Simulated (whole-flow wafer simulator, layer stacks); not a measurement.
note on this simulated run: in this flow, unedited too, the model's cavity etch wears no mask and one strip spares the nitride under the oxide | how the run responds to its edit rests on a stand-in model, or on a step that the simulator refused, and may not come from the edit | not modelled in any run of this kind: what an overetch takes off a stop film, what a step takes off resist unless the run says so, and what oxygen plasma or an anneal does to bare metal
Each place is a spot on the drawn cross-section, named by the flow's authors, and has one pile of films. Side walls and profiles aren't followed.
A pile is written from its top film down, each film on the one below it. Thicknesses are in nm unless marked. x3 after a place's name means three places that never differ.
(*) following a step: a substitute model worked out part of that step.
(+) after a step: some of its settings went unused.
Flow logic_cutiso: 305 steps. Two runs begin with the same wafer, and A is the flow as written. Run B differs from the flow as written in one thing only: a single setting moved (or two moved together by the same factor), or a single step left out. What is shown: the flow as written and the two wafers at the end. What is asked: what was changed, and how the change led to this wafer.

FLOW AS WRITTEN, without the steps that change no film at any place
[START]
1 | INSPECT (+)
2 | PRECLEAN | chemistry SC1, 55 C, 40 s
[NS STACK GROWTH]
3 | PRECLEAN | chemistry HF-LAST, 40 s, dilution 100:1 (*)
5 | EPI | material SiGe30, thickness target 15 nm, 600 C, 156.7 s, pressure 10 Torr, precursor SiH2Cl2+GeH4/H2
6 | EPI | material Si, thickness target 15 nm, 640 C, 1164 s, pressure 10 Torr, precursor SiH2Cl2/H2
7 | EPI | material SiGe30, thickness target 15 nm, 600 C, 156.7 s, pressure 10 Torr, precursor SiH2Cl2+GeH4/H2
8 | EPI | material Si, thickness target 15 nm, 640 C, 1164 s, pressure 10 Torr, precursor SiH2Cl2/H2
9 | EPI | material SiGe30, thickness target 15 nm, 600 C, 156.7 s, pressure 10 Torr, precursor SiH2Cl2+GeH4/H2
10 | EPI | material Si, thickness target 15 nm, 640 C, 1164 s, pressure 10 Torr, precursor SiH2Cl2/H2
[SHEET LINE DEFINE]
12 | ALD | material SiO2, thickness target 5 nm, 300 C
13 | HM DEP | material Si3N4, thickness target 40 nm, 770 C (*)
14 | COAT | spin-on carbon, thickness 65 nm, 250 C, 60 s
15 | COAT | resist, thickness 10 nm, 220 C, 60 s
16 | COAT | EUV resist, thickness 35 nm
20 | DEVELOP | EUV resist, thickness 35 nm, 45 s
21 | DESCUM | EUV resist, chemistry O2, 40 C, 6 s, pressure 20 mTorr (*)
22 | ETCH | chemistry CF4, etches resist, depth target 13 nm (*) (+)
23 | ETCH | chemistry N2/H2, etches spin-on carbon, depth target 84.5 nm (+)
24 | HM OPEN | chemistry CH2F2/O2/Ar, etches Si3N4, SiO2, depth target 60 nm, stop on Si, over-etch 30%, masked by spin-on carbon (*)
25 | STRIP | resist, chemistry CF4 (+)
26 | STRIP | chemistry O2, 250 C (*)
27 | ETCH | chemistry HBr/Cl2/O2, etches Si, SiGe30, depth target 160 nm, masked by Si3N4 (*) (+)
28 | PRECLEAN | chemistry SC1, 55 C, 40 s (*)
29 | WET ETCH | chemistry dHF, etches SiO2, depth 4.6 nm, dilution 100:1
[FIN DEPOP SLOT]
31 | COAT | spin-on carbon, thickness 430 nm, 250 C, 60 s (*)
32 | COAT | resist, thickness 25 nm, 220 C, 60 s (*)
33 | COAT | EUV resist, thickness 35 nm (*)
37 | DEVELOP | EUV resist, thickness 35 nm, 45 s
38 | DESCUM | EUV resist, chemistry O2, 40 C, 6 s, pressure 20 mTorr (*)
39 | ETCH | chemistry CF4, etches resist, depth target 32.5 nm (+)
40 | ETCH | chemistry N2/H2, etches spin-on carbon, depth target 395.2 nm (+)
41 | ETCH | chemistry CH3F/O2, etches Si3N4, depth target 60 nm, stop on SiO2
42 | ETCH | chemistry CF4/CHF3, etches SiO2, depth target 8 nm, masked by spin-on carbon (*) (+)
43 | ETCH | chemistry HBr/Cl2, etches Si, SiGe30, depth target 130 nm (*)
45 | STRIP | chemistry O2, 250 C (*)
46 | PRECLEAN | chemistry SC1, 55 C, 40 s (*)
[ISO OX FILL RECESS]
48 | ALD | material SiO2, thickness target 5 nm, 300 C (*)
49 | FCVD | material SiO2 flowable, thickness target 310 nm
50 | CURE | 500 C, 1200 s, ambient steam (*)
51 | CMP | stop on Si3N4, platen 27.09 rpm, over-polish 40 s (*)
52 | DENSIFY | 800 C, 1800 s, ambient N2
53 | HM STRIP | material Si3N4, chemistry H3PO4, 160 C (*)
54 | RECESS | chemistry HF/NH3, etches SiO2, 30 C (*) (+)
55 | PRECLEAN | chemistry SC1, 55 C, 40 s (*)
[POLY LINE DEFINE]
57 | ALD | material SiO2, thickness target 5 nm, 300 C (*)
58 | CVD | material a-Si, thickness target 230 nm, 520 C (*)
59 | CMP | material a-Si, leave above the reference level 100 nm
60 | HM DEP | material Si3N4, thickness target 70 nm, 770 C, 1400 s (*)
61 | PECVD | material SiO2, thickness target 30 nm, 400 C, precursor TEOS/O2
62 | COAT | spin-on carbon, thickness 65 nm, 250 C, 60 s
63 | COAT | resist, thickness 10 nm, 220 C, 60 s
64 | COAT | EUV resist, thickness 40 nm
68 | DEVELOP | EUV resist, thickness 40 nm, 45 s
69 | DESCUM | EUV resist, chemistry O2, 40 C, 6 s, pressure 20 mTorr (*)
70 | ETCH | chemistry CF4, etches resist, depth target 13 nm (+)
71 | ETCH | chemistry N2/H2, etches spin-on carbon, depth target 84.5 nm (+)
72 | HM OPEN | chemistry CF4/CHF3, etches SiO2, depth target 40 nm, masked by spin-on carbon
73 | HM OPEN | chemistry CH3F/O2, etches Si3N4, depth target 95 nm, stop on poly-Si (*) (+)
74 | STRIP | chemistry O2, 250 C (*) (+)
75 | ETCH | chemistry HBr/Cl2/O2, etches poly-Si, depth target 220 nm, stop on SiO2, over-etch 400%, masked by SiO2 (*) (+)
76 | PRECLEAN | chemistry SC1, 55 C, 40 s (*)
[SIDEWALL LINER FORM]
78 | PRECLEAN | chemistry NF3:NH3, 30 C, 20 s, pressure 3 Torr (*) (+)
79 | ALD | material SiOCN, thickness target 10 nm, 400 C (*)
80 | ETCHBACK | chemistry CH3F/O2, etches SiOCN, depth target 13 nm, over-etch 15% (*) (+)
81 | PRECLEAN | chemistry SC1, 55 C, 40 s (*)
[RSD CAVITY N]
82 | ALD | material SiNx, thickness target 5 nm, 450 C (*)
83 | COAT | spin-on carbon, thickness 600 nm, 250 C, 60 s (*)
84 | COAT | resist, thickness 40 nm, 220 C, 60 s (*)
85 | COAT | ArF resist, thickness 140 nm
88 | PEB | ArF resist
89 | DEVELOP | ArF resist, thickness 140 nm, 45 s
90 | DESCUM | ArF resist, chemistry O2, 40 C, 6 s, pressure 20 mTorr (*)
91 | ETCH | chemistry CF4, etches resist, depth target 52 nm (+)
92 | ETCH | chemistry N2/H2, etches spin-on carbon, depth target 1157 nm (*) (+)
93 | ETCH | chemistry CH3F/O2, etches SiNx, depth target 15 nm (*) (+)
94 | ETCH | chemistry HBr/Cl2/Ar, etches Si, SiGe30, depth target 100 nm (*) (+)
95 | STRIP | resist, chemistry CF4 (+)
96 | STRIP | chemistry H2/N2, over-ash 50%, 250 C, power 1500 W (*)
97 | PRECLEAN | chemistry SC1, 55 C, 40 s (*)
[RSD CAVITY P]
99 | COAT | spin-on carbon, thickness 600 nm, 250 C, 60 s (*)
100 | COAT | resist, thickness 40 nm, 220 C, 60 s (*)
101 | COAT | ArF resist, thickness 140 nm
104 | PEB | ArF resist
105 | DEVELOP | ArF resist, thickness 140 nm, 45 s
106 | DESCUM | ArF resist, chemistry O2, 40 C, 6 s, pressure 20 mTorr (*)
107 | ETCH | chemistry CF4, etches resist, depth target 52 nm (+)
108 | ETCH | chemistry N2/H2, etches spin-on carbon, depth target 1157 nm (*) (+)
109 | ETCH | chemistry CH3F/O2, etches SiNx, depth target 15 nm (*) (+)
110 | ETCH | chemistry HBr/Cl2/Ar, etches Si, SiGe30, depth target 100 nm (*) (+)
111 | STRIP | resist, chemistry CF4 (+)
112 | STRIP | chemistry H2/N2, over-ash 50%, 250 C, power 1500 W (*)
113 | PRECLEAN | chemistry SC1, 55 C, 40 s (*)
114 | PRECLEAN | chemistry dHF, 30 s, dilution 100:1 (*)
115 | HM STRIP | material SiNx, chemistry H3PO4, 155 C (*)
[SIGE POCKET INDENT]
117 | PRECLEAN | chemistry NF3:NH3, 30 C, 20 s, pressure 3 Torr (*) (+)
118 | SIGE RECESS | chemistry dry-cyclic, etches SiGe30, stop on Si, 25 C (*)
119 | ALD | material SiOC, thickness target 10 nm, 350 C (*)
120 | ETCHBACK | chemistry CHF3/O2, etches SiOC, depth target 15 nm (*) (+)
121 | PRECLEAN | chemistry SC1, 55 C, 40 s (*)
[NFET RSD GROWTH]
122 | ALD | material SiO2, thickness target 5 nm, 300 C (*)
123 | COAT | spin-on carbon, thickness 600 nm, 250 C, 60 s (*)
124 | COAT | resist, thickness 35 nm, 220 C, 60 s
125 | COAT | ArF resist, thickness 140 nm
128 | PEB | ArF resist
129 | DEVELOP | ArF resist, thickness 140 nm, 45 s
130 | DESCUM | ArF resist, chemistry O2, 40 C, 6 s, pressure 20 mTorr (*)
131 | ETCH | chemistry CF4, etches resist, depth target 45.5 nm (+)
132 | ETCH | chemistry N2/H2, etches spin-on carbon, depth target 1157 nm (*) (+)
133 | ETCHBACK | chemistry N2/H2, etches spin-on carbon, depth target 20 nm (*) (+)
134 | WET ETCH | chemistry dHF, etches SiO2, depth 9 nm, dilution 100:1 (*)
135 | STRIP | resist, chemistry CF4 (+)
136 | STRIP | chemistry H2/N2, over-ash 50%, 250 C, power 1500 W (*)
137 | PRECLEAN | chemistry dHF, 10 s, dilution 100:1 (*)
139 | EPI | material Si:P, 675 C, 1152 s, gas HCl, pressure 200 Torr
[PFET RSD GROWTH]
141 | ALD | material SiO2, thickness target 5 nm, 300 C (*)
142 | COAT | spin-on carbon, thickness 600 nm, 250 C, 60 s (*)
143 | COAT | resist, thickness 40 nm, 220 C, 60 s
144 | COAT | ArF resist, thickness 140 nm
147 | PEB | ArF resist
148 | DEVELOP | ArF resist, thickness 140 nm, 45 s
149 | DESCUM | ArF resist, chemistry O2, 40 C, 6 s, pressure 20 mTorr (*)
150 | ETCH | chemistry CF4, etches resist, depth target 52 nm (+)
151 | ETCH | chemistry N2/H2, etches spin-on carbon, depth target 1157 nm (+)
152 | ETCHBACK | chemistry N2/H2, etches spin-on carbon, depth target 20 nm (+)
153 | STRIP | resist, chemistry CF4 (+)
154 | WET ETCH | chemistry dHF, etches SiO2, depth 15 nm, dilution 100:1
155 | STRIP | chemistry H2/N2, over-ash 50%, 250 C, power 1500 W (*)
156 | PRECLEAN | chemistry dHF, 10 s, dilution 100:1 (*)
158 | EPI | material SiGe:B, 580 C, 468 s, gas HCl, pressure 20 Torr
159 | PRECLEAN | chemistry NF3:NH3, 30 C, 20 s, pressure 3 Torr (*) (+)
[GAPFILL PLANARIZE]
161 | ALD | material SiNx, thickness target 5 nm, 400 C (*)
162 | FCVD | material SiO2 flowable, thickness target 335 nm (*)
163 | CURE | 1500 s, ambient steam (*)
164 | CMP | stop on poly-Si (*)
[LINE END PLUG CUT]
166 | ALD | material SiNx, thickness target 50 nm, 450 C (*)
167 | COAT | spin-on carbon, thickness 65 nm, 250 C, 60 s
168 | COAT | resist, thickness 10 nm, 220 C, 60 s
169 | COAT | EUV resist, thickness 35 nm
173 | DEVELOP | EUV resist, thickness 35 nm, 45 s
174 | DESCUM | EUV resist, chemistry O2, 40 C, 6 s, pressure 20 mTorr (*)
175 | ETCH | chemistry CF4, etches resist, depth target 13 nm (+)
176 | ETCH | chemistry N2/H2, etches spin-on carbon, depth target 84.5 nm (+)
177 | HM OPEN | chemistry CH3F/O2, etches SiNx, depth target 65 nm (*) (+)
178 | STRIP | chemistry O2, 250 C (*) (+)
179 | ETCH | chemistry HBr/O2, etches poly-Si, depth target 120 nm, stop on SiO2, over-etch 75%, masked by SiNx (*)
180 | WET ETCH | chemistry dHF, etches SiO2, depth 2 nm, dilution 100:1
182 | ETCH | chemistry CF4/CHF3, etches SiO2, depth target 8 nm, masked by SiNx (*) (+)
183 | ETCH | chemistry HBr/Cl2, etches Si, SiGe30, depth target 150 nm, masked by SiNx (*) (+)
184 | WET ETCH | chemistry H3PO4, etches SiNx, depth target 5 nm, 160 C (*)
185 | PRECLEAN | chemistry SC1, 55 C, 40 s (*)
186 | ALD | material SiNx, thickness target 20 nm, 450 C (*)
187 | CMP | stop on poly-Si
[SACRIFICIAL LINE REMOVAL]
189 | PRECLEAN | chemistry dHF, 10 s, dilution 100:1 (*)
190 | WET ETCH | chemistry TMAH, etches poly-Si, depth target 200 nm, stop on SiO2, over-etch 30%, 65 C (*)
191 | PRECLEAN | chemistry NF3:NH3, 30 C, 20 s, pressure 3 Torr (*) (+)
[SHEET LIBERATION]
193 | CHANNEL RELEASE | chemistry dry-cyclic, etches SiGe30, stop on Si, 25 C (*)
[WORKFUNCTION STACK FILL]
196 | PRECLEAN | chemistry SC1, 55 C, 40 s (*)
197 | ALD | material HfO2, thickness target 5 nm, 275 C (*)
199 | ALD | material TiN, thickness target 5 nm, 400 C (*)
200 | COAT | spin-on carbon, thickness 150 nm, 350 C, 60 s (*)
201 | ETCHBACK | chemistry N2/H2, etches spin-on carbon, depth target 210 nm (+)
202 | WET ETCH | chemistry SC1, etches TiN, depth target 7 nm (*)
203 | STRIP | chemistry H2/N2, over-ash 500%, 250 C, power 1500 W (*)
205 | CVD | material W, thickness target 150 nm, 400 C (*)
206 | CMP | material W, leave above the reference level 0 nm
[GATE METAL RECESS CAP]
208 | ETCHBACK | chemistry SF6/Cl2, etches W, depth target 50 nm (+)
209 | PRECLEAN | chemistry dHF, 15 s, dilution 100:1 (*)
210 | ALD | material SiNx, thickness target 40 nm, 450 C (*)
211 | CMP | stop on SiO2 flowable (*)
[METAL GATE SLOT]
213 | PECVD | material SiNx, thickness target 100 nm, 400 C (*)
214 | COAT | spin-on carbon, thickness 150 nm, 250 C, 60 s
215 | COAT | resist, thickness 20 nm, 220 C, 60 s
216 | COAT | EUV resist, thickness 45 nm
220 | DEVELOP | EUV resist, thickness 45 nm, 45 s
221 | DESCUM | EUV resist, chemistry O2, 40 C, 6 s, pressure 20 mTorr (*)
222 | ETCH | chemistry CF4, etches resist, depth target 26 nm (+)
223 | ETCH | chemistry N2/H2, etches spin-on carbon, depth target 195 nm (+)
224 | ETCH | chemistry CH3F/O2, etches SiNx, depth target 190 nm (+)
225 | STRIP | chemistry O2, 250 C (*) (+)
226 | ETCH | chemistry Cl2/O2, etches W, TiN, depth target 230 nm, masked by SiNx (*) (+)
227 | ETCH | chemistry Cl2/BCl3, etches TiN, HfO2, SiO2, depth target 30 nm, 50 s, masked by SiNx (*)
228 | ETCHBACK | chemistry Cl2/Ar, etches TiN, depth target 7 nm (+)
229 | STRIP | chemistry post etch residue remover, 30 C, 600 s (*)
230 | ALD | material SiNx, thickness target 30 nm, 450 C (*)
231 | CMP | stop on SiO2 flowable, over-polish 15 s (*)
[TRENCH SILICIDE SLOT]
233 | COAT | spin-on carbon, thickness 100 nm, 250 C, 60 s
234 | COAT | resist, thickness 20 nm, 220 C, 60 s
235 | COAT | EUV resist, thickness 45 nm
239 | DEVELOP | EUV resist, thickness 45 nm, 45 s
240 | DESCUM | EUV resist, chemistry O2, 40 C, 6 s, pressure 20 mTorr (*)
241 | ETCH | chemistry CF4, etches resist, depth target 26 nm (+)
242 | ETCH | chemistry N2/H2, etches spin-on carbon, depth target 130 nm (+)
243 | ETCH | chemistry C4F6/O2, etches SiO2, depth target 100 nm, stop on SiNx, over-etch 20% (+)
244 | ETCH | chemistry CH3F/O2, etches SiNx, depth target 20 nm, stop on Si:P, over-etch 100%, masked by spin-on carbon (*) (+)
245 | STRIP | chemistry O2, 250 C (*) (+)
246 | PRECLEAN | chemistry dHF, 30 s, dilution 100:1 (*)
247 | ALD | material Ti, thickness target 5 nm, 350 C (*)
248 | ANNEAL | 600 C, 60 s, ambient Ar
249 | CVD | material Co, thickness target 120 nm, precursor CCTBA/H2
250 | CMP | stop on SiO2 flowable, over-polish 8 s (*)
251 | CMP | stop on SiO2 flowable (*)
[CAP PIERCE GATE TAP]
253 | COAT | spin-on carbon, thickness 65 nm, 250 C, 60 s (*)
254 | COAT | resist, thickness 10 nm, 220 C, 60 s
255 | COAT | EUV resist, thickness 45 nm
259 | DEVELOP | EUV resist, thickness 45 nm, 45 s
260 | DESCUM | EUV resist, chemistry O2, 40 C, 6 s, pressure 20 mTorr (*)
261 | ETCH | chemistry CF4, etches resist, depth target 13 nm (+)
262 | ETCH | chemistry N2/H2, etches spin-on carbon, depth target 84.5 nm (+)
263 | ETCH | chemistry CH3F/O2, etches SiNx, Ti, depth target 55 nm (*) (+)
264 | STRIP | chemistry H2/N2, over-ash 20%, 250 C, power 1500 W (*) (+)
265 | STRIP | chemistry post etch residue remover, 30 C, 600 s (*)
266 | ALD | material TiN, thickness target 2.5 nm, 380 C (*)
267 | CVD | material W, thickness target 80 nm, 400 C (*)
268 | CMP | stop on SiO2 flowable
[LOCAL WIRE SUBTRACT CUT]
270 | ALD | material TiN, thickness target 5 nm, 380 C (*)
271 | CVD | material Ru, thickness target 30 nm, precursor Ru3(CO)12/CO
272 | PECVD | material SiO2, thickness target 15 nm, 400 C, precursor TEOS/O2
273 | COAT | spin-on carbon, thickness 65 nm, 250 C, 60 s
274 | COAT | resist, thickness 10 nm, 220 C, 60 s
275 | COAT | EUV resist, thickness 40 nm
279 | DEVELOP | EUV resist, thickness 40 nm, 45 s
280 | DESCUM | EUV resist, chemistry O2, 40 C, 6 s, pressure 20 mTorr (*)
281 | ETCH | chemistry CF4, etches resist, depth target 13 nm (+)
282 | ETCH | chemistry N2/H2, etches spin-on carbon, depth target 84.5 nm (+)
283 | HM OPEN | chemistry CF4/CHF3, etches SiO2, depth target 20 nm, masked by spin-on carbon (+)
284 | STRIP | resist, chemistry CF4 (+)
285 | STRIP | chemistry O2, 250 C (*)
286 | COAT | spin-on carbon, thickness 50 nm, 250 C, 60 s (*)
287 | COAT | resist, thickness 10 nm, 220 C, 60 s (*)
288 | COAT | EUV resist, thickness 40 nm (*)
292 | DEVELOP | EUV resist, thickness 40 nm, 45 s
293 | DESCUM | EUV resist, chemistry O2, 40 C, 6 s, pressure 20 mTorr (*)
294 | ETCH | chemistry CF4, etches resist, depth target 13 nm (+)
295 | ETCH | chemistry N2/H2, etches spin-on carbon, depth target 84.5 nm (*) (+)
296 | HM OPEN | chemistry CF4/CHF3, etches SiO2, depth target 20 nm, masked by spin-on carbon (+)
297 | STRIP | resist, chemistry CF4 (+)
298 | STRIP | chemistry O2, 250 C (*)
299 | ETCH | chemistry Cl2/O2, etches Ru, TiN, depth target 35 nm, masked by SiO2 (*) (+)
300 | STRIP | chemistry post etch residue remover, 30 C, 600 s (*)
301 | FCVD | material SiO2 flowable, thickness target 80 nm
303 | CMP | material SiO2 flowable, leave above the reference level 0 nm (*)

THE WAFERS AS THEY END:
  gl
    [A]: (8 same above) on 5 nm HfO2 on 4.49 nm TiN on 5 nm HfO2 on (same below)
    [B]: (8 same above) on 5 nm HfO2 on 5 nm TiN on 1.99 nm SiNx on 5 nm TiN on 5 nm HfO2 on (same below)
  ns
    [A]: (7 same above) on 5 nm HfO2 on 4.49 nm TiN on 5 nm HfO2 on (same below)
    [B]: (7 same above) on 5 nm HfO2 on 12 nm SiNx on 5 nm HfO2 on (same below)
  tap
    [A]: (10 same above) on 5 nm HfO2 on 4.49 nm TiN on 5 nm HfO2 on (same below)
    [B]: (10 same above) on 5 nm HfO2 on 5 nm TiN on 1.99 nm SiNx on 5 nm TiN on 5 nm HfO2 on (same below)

What caused this: step 9, EPI: thickness target 22.5 nm was run, whereas the flow has thickness target 15 nm; step 9, EPI: 235 s was run, where the flow has 156.7 s.

The path from the change to this, step by step:
  9 | EPI | material SiGe30, thickness target 15 nm, 600 C, 156.7 s, pressure 10 Torr, precursor SiH2Cl2+GeH4/H2
      depop, dpovl, gfld and 19 more: A +15 SiGe30 (new film) | B +22.5 SiGe30 (new film)
  27 | ETCH | chemistry HBr/Cl2/O2, etches Si, SiGe30, depth target 160 nm, masked by Si3N4 (*) (+)
      gfld, gxf, iso, lnri: A -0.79 chemical SiO2 (all of it), -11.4 Si (all of it), -15 SiGe30 (all of it), -15 Si (all of it), -15 SiGe30 (all of it), -15 Si (all of it), -15 SiGe30 (all of it), -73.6 Si | B -0.79 chemical SiO2 (all of it), -11.4 Si (all of it), -22.5 SiGe30 (all of it), -15 Si (all of it), -15 SiGe30 (all of it), -15 Si (all of it), -15 SiGe30 (all of it), -66.1 Si
      dpovl, nsgap: A -0.79 chemical SiO2 (all of it), -11.8 Si (all of it), -15 SiGe30 (all of it), -15 Si (all of it), -15 SiGe30 (all of it), -15 Si (all of it), -15 SiGe30 (all of it), -73.2 Si | B -0.79 chemical SiO2 (all of it), -11.8 Si (all of it), -22.5 SiGe30 (all of it), -15 Si (all of it), -15 SiGe30 (all of it), -15 Si (all of it), -15 SiGe30 (all of it), -65.7 Si
      (also at 1 further place)
  43 | ETCH | chemistry HBr/Cl2, etches Si, SiGe30, depth target 130 nm (*)
      depop: A -14 Si (all of it), -15 SiGe30 (all of it), -15 Si (all of it), -15 SiGe30 (all of it), -15 Si (all of it), -15 SiGe30 (all of it), -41 Si | B -14 Si (all of it), -22.5 SiGe30 (all of it), -15 Si (all of it), -15 SiGe30 (all of it), -15 Si (all of it), -15 SiGe30 (all of it), -33.5 Si
  94 | ETCH | chemistry HBr/Cl2/Ar, etches Si, SiGe30, depth target 100 nm (*) (+)
      rsdn, rsdx: A -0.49 chemical SiO2 (all of it), -12.8 Si (all of it), -15 SiGe30 (all of it), -15 Si (all of it), -15 SiGe30 (all of it), -15 Si (all of it), -15 SiGe30 (all of it), -12.2 Si | B -0.49 chemical SiO2 (all of it), -12.8 Si (all of it), -22.5 SiGe30 (all of it), -15 Si (all of it), -15 SiGe30 (all of it), -15 Si (all of it), -15 SiGe30 (all of it), -4.66 Si
  110 | ETCH | chemistry HBr/Cl2/Ar, etches Si, SiGe30, depth target 100 nm (*) (+)
      rsdp, rsdw: A -0.49 chemical SiO2 (all of it), -12.8 Si (all of it), -15 SiGe30 (all of it), -15 Si (all of it), -15 SiGe30 (all of it), -15 Si (all of it), -15 SiGe30 (all of it), -12.2 Si | B -0.49 chemical SiO2 (all of it), -12.8 Si (all of it), -22.5 SiGe30 (all of it), -15 Si (all of it), -15 SiGe30 (all of it), -15 Si (all of it), -15 SiGe30 (all of it), -4.66 Si
  118 | SIGE RECESS | chemistry dry-cyclic, etches SiGe30, stop on Si, 25 C (*)
      lnr, lnrp, lnrt: A -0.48 SiOCN, -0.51 Si, +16 cavity (new film), -15 SiGe30 (all of it), -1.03 Si, +16 cavity (new film), -15 SiGe30 (all of it), -1.03 Si, +16 cavity (new film), -15 SiGe30 (all of it), -0.51 Si | B -0.48 SiOCN, -0.51 Si, +23.5 cavity (new film), -22.5 SiGe30 (all of it), -1.03 Si, +16 cavity (new film), -15 SiGe30 (all of it), -1.03 Si, +16 cavity (new film), -15 SiGe30 (all of it), -0.51 Si
  119 | ALD | material SiOC, thickness target 10 nm, 350 C (*)
      lnr, lnrp, lnrt: A +10 SiOC (new film), +16 SiOC (new film), -16 cavity (all of it), +16 SiOC (new film), -16 cavity (all of it), +16 SiOC (new film), -16 cavity (all of it) | B +10 SiOC (new film), +23.5 SiOC (new film), -23.5 cavity (all of it), +16 SiOC (new film), -16 cavity (all of it), +16 SiOC (new film), -16 cavity (all of it)
  183 | ETCH | chemistry HBr/Cl2, etches Si, SiGe30, depth target 150 nm, masked by SiNx (*) (+)
      plug: A -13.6 Si (all of it), -15 SiGe30 (all of it), -15 Si (all of it), -15 SiGe30 (all of it), -15 Si (all of it), -15 SiGe30 (all of it), -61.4 Si | B -13.6 Si (all of it), -22.5 SiGe30 (all of it), -15 Si (all of it), -15 SiGe30 (all of it), -15 Si (all of it), -15 SiGe30 (all of it), -53.9 Si
  193 | CHANNEL RELEASE | chemistry dry-cyclic, etches SiGe30, stop on Si, 25 C (*)
      gl, glp, gxn, gxp, ns, tap: A +0.8 chemical SiO2 (new film), -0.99 Si, +0.8 chemical SiO2 (new film), +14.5 cavity (new film), +0.8 chemical SiO2 (new film), -15 SiGe30 (all of it), -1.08 Si, +0.8 chemical SiO2 (new film), +14.5 cavity (new film), +0.8 chemical SiO2 (new film), -15 SiGe30 (all of it), -1.08 Si, +0.8 chemical SiO2 (new film), +14.5 cavity (new film), +0.8 chemical SiO2 (new film), -15 SiGe30 (all of it), -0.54 Si | B +0.8 chemical SiO2 (new film), -0.99 Si, +0.8 chemical SiO2 (new film), +22 cavity (new film), +0.8 chemical SiO2 (new film), -22.5 SiGe30 (all of it), -1.08 Si, +0.8 chemical SiO2 (new film), +14.5 cavity (new film), +0.8 chemical SiO2 (new film), -15 SiGe30 (all of it), -1.08 Si, +0.8 chemical SiO2 (new film), +14.5 cavity (new film), +0.8 chemical SiO2 (new film), -15 SiGe30 (all of it), -0.54 Si
  199 | ALD | material TiN, thickness target 5 nm, 400 C (*)
      gl, glp, tap: A +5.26 TiN (new film), +4.49 TiN (new film), -4.49 cavity (all of it), +4.49 TiN (new film), -4.49 cavity (all of it), +4.49 TiN (new film), -4.49 cavity (all of it) | B +5.26 TiN (new film), +5 TiN (new film), -10 cavity, +5 TiN (new film), +4.49 TiN (new film), -4.49 cavity (all of it), +4.49 TiN (new film), -4.49 cavity (all of it)
      gxn, gxp, ns: A +5 TiN (new film), +4.49 TiN (new film), -4.49 cavity (all of it), +4.49 TiN (new film), -4.49 cavity (all of it), +4.49 TiN (new film), -4.49 cavity (all of it) | B +5 TiN (new film), +5 TiN (new film), -10 cavity, +5 TiN (new film), +4.49 TiN (new film), -4.49 cavity (all of it), +4.49 TiN (new film), -4.49 cavity (all of it)
  202 | WET ETCH | chemistry SC1, etches TiN, depth target 7 nm (*)
      ns: A -5 TiN (all of it) | B -5 TiN (all of it), -5 TiN (all of it), +10 cavity, -5 TiN (all of it)
  210 | ALD | material SiNx, thickness target 40 nm, 450 C (*)
      gl, glp, gxn, gxp, tap: A +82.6 SiNx (new film) | B +82.6 SiNx (new film), +1.99 SiNx (new film), -1.99 cavity (all of it)
      ns: A +40 SiNx (new film) | B +40 SiNx (new film), +12 SiNx (new film), -12 cavity (all of it)
If metal films that touch count as one body, gl has 5 bodies (between them, from the top down: HfO2 5 / chemical SiO2 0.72 / Si 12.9 / chemical SiO2 0.8 / HfO2 5; SiNx 1.99; HfO2 5 / chemical SiO2 0.8 / Si 13.9 / chemical SiO2 0.8 / HfO2 5; HfO2 5 / chemical SiO2 0.8 / Si 13.9 / chemical SiO2 0.8 / HfO2 5); the flow as written gives 4 bodies (between them, from the top down: HfO2 5 / chemical SiO2 0.72 / Si 12.9 / chemical SiO2 0.8 / HfO2 5; HfO2 5 / chemical SiO2 0.8 / Si 13.9 / chemical SiO2 0.8 / HfO2 5; HfO2 5 / chemical SiO2 0.8 / Si 13.9 / chemical SiO2 0.8 / HfO2 5).
If metal films that touch count as one body, ns has 3 bodies (between them, from the top down: HfO2 5 / chemical SiO2 0.72 / Si 12.9 / chemical SiO2 0.8 / HfO2 5 / SiNx 12 / HfO2 5 / chemical SiO2 0.8 / Si 13.9 / chemical SiO2 0.8 / HfO2 5; HfO2 5 / chemical SiO2 0.8 / Si 13.9 / chemical SiO2 0.8 / HfO2 5); the flow as written gives 4 bodies (between them, from the top down: HfO2 5 / chemical SiO2 0.72 / Si 12.9 / chemical SiO2 0.8 / HfO2 5; HfO2 5 / chemical SiO2 0.8 / Si 13.9 / chemical SiO2 0.8 / HfO2 5; HfO2 5 / chemical SiO2 0.8 / Si 13.9 / chemical SiO2 0.8 / HfO2 5).
If metal films that touch count as one body, tap has 5 bodies (between them, from the top down: HfO2 5 / chemical SiO2 0.72 / Si 12.9 / chemical SiO2 0.8 / HfO2 5; SiNx 1.99; HfO2 5 / chemical SiO2 0.8 / Si 13.9 / chemical SiO2 0.8 / HfO2 5; HfO2 5 / chemical SiO2 0.8 / Si 13.9 / chemical SiO2 0.8 / HfO2 5); the flow as written gives 4 bodies (between them, from the top down: HfO2 5 / chemical SiO2 0.72 / Si 12.9 / chemical SiO2 0.8 / HfO2 5; HfO2 5 / chemical SiO2 0.8 / Si 13.9 / chemical SiO2 0.8 / HfO2 5; HfO2 5 / chemical SiO2 0.8 / Si 13.9 / chemical SiO2 0.8 / HfO2 5).
